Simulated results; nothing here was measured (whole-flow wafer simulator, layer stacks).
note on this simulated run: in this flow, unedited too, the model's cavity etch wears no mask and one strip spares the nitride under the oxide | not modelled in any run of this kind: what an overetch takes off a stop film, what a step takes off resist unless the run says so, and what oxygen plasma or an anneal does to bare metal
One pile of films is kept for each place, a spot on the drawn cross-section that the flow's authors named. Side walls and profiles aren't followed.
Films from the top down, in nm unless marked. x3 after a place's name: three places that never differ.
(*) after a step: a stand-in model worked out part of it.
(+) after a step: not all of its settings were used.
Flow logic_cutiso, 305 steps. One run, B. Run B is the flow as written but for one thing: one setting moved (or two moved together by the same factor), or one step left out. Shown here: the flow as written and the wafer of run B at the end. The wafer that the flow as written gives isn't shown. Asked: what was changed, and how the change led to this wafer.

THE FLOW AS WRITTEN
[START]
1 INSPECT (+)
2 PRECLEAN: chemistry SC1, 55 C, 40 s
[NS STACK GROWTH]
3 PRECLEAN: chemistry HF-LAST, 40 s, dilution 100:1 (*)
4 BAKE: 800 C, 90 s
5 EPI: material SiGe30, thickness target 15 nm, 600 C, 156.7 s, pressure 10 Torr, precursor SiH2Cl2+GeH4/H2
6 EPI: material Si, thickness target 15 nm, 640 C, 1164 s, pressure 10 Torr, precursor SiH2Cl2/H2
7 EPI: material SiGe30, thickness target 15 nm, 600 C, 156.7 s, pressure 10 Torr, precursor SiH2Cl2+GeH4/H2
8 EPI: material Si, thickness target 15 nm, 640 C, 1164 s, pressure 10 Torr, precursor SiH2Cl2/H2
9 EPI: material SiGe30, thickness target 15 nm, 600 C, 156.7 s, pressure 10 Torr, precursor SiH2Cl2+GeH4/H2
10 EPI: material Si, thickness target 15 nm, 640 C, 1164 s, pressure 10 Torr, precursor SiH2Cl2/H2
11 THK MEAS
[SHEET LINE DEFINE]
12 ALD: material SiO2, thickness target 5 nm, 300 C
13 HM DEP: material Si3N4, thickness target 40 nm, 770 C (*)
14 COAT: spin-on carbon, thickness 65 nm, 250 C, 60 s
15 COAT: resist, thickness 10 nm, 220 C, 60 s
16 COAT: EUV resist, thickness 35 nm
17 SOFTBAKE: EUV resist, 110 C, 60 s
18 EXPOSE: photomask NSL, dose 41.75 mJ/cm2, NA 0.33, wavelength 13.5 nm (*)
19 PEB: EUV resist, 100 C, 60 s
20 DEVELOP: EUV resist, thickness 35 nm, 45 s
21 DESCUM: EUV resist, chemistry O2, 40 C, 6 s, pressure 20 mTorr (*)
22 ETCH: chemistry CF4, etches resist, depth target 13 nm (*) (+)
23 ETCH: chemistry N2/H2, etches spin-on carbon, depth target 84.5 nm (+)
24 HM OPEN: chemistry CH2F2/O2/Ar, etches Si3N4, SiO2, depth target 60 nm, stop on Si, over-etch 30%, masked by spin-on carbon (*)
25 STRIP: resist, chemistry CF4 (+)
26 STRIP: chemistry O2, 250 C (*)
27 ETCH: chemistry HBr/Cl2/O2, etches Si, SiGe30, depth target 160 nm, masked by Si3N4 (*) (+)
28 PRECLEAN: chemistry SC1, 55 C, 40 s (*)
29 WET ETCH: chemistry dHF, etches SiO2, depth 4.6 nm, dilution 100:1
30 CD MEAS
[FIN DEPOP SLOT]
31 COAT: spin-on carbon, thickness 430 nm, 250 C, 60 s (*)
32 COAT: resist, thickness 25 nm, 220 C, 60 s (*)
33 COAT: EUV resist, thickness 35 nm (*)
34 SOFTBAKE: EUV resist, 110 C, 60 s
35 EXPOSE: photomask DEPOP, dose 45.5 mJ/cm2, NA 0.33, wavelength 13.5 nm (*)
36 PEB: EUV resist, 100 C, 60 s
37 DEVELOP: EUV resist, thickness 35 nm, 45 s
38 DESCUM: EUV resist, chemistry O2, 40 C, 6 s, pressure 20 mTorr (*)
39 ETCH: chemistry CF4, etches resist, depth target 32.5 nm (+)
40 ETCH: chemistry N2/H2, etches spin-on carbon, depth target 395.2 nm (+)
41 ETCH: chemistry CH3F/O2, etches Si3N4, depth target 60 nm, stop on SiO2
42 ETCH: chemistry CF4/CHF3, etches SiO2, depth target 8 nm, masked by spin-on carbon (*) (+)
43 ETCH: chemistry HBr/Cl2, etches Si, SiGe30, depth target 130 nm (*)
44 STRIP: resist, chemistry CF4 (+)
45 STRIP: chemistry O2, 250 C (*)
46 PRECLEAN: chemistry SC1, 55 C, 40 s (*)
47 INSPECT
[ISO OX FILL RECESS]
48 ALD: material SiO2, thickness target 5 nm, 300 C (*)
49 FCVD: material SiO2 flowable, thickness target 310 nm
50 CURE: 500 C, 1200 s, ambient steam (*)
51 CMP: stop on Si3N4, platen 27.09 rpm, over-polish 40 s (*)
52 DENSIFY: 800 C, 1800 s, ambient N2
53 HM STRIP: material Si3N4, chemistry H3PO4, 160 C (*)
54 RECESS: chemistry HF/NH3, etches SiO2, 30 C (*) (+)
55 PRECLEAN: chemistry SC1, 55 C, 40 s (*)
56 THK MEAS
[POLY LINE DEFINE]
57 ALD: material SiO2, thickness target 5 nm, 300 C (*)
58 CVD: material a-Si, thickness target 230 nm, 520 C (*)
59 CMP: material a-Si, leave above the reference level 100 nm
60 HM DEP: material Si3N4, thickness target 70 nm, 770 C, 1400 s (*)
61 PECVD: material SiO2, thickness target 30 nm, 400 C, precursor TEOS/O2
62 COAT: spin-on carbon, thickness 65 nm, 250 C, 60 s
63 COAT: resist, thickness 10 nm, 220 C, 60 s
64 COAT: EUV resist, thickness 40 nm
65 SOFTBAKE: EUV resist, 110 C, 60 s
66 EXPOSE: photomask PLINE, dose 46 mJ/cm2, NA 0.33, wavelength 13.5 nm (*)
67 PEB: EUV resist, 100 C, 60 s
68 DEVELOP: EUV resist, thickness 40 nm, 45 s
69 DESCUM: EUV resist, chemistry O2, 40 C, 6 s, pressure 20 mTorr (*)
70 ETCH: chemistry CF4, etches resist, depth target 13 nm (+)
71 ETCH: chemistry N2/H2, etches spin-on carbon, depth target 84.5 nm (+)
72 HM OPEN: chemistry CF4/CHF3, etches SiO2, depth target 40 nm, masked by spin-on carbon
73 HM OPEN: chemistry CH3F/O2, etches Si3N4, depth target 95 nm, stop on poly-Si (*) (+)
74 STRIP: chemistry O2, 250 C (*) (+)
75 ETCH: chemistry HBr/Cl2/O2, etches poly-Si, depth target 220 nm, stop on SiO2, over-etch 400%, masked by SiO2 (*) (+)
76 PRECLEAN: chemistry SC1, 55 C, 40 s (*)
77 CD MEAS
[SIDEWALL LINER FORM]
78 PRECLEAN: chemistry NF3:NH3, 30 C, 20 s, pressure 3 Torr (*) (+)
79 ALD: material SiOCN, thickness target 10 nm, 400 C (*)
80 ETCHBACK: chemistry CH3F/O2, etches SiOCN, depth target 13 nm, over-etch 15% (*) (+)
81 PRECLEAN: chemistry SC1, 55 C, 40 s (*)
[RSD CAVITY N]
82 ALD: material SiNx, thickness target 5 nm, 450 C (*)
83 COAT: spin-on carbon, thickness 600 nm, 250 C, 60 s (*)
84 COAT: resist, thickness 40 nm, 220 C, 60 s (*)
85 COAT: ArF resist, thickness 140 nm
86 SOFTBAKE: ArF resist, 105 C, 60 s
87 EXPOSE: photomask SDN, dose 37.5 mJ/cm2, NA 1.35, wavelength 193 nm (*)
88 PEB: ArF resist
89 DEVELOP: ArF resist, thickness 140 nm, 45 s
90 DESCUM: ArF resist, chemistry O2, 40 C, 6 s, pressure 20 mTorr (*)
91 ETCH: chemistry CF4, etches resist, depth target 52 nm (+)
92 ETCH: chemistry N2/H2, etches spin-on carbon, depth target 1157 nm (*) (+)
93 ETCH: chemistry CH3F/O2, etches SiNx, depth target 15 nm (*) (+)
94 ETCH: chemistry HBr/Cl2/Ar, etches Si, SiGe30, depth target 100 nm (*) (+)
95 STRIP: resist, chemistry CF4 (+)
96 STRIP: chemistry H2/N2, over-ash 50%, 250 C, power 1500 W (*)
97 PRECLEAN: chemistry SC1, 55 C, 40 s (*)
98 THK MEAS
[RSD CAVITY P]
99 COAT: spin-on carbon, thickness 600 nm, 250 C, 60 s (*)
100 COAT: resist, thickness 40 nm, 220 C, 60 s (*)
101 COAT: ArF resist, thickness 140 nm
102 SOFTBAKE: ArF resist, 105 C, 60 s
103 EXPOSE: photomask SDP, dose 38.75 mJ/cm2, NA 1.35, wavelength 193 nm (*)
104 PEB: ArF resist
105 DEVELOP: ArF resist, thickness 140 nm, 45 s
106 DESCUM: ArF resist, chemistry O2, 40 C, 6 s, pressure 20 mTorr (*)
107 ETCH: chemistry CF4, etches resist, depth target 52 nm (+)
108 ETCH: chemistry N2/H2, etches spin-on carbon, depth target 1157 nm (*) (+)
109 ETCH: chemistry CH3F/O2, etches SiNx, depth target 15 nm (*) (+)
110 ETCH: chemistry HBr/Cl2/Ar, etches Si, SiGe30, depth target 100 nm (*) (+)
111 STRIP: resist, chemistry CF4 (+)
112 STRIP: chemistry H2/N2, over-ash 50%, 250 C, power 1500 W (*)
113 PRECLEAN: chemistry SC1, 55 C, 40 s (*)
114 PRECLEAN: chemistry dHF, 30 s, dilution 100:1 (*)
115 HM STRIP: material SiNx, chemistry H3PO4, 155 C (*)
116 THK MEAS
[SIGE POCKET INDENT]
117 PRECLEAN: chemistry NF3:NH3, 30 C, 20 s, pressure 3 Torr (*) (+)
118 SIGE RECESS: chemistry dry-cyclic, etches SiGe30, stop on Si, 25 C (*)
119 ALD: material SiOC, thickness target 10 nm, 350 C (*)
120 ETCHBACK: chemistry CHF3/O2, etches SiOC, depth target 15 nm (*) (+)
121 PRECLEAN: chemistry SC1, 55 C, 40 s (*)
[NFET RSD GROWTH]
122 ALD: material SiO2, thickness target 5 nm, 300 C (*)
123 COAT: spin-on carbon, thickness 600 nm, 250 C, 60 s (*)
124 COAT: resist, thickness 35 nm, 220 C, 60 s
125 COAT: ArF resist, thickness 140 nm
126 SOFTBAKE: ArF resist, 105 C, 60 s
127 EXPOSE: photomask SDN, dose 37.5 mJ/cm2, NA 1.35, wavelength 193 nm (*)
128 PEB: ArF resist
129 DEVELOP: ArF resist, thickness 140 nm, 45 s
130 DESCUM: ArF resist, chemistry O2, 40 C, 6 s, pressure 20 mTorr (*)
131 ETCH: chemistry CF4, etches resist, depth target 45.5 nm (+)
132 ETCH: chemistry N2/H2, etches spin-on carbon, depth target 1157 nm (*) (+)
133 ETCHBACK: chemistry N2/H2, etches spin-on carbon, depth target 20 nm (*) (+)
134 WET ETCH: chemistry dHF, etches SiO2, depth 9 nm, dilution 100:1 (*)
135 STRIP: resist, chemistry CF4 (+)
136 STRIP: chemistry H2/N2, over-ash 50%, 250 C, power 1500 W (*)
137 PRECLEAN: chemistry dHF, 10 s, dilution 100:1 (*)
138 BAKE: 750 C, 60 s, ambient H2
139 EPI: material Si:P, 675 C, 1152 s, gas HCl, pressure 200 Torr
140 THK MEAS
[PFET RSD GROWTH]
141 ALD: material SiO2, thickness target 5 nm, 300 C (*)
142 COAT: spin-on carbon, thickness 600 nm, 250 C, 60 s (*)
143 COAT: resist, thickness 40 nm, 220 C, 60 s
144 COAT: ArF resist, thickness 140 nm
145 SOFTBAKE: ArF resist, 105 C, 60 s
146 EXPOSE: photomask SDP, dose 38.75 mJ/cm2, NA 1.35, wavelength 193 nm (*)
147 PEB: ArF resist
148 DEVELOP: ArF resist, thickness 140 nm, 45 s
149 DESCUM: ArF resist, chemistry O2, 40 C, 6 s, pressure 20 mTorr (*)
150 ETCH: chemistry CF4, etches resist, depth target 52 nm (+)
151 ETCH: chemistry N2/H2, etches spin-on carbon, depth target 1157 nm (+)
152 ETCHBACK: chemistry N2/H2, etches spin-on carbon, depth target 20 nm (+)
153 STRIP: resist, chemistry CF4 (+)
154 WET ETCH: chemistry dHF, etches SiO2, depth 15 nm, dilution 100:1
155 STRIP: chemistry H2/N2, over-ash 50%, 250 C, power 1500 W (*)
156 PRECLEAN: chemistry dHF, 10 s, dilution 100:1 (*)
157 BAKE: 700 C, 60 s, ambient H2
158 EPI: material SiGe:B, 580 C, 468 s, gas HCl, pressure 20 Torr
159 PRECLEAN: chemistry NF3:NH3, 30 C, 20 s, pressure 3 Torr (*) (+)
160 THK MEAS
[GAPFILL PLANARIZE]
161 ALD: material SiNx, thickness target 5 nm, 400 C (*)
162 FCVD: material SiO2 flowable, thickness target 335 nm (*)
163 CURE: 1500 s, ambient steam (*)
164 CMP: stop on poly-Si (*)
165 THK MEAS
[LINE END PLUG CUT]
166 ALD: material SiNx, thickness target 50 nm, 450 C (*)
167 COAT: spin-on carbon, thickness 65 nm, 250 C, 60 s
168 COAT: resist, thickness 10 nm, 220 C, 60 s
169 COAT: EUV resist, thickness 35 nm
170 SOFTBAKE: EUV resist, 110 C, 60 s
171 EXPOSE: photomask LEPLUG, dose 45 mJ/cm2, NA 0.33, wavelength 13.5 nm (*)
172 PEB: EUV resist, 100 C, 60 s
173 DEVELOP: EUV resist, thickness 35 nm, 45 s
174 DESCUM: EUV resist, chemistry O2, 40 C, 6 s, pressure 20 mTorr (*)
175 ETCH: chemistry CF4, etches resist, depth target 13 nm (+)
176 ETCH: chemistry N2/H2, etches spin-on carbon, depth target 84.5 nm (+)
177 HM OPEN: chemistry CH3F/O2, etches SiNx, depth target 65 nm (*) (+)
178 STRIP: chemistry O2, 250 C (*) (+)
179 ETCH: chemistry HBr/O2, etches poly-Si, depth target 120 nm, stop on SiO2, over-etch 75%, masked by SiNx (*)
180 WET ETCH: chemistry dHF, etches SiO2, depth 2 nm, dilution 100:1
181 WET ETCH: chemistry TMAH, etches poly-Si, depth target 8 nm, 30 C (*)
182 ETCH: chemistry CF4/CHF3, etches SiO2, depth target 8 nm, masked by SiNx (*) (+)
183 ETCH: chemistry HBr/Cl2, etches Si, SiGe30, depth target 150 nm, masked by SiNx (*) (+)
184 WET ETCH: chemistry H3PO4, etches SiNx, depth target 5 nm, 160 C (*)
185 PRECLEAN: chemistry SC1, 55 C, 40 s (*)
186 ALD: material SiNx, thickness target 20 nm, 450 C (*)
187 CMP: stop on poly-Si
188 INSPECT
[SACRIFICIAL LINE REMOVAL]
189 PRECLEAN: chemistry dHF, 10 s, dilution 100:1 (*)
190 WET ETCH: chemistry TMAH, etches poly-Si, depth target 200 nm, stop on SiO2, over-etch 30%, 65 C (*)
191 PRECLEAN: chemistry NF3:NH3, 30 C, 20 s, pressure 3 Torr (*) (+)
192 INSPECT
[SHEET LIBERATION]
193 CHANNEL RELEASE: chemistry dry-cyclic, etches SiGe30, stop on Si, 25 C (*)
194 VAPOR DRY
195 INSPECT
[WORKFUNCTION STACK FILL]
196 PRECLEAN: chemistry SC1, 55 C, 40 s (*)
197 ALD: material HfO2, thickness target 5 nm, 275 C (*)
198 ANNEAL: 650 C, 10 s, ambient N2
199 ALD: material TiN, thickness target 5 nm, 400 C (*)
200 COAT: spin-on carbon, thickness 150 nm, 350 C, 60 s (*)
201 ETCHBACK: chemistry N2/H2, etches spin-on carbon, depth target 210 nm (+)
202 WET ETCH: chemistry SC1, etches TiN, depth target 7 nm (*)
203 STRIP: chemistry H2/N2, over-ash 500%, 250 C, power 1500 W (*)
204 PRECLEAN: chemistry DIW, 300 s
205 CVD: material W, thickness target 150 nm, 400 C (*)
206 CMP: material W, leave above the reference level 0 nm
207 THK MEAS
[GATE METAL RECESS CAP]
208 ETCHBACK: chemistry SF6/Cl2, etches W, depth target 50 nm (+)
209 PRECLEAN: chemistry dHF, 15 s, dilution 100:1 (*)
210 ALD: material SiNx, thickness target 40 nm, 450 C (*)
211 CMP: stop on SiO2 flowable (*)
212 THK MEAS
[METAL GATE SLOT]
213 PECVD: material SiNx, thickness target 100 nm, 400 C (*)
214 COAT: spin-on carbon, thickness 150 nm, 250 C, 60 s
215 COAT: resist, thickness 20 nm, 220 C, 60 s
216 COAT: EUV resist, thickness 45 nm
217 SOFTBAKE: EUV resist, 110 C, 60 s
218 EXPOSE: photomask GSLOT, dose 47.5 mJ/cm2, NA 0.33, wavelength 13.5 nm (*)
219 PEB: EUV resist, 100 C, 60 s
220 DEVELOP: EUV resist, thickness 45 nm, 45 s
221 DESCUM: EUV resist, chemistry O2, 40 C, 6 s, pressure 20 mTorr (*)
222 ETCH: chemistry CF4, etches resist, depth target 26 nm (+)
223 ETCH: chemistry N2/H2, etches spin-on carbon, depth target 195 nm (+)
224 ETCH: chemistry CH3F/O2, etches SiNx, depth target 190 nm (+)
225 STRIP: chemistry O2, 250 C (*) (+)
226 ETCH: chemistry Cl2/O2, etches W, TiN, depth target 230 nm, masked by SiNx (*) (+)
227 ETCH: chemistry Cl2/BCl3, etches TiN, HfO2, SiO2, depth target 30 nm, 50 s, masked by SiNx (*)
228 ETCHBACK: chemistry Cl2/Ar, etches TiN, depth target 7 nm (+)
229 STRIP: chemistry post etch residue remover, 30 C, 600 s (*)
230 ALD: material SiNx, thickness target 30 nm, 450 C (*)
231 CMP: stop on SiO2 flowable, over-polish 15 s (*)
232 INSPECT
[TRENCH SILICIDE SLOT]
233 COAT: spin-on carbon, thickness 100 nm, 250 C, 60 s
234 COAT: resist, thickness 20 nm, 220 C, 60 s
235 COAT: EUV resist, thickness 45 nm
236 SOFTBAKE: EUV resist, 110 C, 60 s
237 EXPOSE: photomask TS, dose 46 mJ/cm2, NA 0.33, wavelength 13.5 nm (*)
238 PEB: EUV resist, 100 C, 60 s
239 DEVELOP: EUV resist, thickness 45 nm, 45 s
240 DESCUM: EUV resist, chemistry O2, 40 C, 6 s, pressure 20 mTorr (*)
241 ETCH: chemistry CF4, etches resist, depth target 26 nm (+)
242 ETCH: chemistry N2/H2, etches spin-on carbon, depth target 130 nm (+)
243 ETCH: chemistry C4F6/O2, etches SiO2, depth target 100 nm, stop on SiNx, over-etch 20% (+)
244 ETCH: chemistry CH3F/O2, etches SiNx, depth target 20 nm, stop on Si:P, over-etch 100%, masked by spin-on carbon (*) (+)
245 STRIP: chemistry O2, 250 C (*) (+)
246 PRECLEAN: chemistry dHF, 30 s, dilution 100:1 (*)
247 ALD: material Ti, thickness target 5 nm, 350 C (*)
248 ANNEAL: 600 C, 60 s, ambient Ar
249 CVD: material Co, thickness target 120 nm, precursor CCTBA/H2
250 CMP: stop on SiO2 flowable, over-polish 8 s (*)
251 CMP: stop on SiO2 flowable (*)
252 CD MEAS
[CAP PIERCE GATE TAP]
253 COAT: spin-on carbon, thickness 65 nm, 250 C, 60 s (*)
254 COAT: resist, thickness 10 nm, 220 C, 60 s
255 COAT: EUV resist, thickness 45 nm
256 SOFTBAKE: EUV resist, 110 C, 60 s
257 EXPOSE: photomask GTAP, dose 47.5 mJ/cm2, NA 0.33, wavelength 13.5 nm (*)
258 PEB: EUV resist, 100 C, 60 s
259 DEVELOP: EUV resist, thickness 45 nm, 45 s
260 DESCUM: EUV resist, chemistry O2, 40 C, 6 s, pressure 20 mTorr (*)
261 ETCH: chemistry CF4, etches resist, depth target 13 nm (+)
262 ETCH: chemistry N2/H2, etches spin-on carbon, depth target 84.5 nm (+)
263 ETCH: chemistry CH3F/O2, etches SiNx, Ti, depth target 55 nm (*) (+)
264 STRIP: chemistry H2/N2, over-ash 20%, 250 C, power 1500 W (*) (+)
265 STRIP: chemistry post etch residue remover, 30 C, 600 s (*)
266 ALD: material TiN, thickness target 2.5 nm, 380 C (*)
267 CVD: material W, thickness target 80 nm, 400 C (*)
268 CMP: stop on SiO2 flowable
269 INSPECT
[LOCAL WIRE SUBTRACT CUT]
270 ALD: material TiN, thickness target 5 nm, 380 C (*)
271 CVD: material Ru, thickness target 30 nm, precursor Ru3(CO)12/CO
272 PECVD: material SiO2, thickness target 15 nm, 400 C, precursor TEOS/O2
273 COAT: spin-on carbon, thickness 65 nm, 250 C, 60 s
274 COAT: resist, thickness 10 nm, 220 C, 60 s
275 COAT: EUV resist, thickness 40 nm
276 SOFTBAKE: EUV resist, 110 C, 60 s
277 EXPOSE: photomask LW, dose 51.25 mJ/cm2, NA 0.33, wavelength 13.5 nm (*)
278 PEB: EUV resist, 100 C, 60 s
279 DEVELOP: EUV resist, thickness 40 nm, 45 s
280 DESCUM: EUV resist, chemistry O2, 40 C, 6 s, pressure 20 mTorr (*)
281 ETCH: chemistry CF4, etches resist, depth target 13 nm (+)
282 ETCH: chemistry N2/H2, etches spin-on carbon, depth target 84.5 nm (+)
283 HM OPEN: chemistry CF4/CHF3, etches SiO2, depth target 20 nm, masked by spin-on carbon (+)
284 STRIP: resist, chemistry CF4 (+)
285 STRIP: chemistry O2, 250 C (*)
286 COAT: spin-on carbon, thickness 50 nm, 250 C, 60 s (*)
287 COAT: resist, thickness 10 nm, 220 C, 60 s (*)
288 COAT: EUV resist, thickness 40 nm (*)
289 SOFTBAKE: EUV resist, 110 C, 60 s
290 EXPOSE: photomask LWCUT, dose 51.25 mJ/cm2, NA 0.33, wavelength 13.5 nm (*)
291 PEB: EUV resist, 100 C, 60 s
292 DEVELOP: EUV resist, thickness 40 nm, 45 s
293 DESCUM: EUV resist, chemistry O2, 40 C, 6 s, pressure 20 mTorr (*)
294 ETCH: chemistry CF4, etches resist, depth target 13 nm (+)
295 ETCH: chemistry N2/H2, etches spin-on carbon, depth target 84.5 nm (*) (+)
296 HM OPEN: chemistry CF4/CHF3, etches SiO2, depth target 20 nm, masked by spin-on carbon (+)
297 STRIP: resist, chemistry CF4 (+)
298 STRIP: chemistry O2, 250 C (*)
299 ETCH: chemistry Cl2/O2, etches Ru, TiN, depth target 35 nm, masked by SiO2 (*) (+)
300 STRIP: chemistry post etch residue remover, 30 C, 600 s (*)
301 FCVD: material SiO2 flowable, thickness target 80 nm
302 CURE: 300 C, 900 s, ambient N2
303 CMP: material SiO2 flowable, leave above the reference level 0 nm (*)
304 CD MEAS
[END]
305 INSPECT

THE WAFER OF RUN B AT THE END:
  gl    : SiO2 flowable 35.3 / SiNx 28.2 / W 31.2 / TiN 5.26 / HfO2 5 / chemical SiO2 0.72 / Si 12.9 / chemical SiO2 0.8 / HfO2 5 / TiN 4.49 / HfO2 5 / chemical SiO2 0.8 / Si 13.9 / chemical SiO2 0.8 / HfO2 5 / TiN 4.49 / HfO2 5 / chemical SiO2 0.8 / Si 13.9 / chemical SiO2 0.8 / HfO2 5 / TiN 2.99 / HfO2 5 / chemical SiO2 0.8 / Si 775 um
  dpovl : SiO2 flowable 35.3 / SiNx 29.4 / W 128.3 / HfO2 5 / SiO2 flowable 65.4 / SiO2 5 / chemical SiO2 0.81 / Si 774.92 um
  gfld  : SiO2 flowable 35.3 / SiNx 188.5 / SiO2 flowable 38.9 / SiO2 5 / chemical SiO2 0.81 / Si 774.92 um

The cause: step 5, EPI: 141 s was run, where the flow has 156.7 s.

How the change led to this, step by step:
  5 EPI: material SiGe30, thickness target 15 nm, 600 C, 156.7 s, pressure 10 Torr, precursor SiH2Cl2+GeH4/H2
      depop, dpovl, gfld and 19 more: SiGe30 +13.5 (new film) (as written it would be: SiGe30 +15 (new film))
  27 ETCH: chemistry HBr/Cl2/O2, etches Si, SiGe30, depth target 160 nm, masked by Si3N4 (*) (+)
      gfld, gxf, iso, lnri: chemical SiO2 -0.79 (all of it), Si -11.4 (all of it), SiGe30 -15 (all of it), Si -15 (all of it), SiGe30 -15 (all of it), Si -15 (all of it), SiGe30 -13.5 (all of it), Si -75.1 (as written it would be: chemical SiO2 -0.79 (all of it), Si -11.4 (all of it), SiGe30 -15 (all of it), Si -15 (all of it), SiGe30 -15 (all of it), Si -15 (all of it), SiGe30 -15 (all of it), Si -73.6)
      dpovl, nsgap: chemical SiO2 -0.79 (all of it), Si -11.8 (all of it), SiGe30 -15 (all of it), Si -15 (all of it), SiGe30 -15 (all of it), Si -15 (all of it), SiGe30 -13.5 (all of it), Si -74.7 (as written it would be: chemical SiO2 -0.79 (all of it), Si -11.8 (all of it), SiGe30 -15 (all of it), Si -15 (all of it), SiGe30 -15 (all of it), Si -15 (all of it), SiGe30 -15 (all of it), Si -73.2)
      (and at 1 more place)
  43 ETCH: chemistry HBr/Cl2, etches Si, SiGe30, depth target 130 nm (*)
      depop: Si -14 (all of it), SiGe30 -15 (all of it), Si -15 (all of it), SiGe30 -15 (all of it), Si -15 (all of it), SiGe30 -13.5 (all of it), Si -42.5 (as written it would be: Si -14 (all of it), SiGe30 -15 (all of it), Si -15 (all of it), SiGe30 -15 (all of it), Si -15 (all of it), SiGe30 -15 (all of it), Si -41)
  94 ETCH: chemistry HBr/Cl2/Ar, etches Si, SiGe30, depth target 100 nm (*) (+)
      rsdn, rsdx: chemical SiO2 -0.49 (all of it), Si -12.8 (all of it), SiGe30 -15 (all of it), Si -15 (all of it), SiGe30 -15 (all of it), Si -15 (all of it), SiGe30 -13.5 (all of it), Si -13.7 (as written it would be: chemical SiO2 -0.49 (all of it), Si -12.8 (all of it), SiGe30 -15 (all of it), Si -15 (all of it), SiGe30 -15 (all of it), Si -15 (all of it), SiGe30 -15 (all of it), Si -12.2)
  110 ETCH: chemistry HBr/Cl2/Ar, etches Si, SiGe30, depth target 100 nm (*) (+)
      rsdp, rsdw: chemical SiO2 -0.49 (all of it), Si -12.8 (all of it), SiGe30 -15 (all of it), Si -15 (all of it), SiGe30 -15 (all of it), Si -15 (all of it), SiGe30 -13.5 (all of it), Si -13.7 (as written it would be: chemical SiO2 -0.49 (all of it), Si -12.8 (all of it), SiGe30 -15 (all of it), Si -15 (all of it), SiGe30 -15 (all of it), Si -15 (all of it), SiGe30 -15 (all of it), Si -12.2)
  118 SIGE RECESS: chemistry dry-cyclic, etches SiGe30, stop on Si, 25 C (*)
      lnr, lnrp, lnrt: SiOCN -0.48, Si -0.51, cavity +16 (new film), SiGe30 -15 (all of it), Si -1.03, cavity +16 (new film), SiGe30 -15 (all of it), Si -1.03, cavity +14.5 (new film), SiGe30 -13.5 (all of it), Si -0.51 (as written it would be: SiOCN -0.48, Si -0.51, cavity +16 (new film), SiGe30 -15 (all of it), Si -1.03, cavity +16 (new film), SiGe30 -15 (all of it), Si -1.03, cavity +16 (new film), SiGe30 -15 (all of it), Si -0.51)
  119 ALD: material SiOC, thickness target 10 nm, 350 C (*)
      lnr, lnrp, lnrt: SiOC +10 (new film), SiOC +16 (new film), cavity -16 (all of it), SiOC +16 (new film), cavity -16 (all of it), SiOC +14.5 (new film), cavity -14.5 (all of it) (as written it would be: SiOC +10 (new film), SiOC +16 (new film), cavity -16 (all of it), SiOC +16 (new film), cavity -16 (all of it), SiOC +16 (new film), cavity -16 (all of it))
  183 ETCH: chemistry HBr/Cl2, etches Si, SiGe30, depth target 150 nm, masked by SiNx (*) (+)
      plug: Si -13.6 (all of it), SiGe30 -15 (all of it), Si -15 (all of it), SiGe30 -15 (all of it), Si -15 (all of it), SiGe30 -13.5 (all of it), Si -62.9 (as written it would be: Si -13.6 (all of it), SiGe30 -15 (all of it), Si -15 (all of it), SiGe30 -15 (all of it), Si -15 (all of it), SiGe30 -15 (all of it), Si -61.4)
  193 CHANNEL RELEASE: chemistry dry-cyclic, etches SiGe30, stop on Si, 25 C (*)
      gl, glp, gxn, gxp, ns, tap: chemical SiO2 +0.8 (new film), Si -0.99, chemical SiO2 +0.8 (new film), cavity +14.5 (new film), chemical SiO2 +0.8 (new film), SiGe30 -15 (all of it), Si -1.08, chemical SiO2 +0.8 (new film), cavity +14.5 (new film), chemical SiO2 +0.8 (new film), SiGe30 -15 (all of it), Si -1.08, chemical SiO2 +0.8 (new film), cavity +13 (new film), chemical SiO2 +0.8 (new film), SiGe30 -13.5 (all of it), Si -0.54 (as written it would be: chemical SiO2 +0.8 (new film), Si -0.99, chemical SiO2 +0.8 (new film), cavity +14.5 (new film), chemical SiO2 +0.8 (new film), SiGe30 -15 (all of it), Si -1.08, chemical SiO2 +0.8 (new film), cavity +14.5 (new film), chemical SiO2 +0.8 (new film), SiGe30 -15 (all of it), Si -1.08, chemical SiO2 +0.8 (new film), cavity +14.5 (new film), chemical SiO2 +0.8 (new film), SiGe30 -15 (all of it), Si -0.54)
  199 ALD: material TiN, thickness target 5 nm, 400 C (*)
      gl, glp, tap: TiN +5.26 (new film), TiN +4.49 (new film), cavity -4.49 (all of it), TiN +4.49 (new film), cavity -4.49 (all of it), TiN +2.99 (new film), cavity -2.99 (all of it) (as written it would be: TiN +5.26 (new film), TiN +4.49 (new film), cavity -4.49 (all of it), TiN +4.49 (new film), cavity -4.49 (all of it), TiN +4.49 (new film), cavity -4.49 (all of it))
      gxn, gxp, ns: TiN +5 (new film), TiN +4.49 (new film), cavity -4.49 (all of it), TiN +4.49 (new film), cavity -4.49 (all of it), TiN +2.99 (new film), cavity -2.99 (all of it) (as written it would be: TiN +5 (new film), TiN +4.49 (new film), cavity -4.49 (all of it), TiN +4.49 (new film), cavity -4.49 (all of it), TiN +4.49 (new film), cavity -4.49 (all of it))
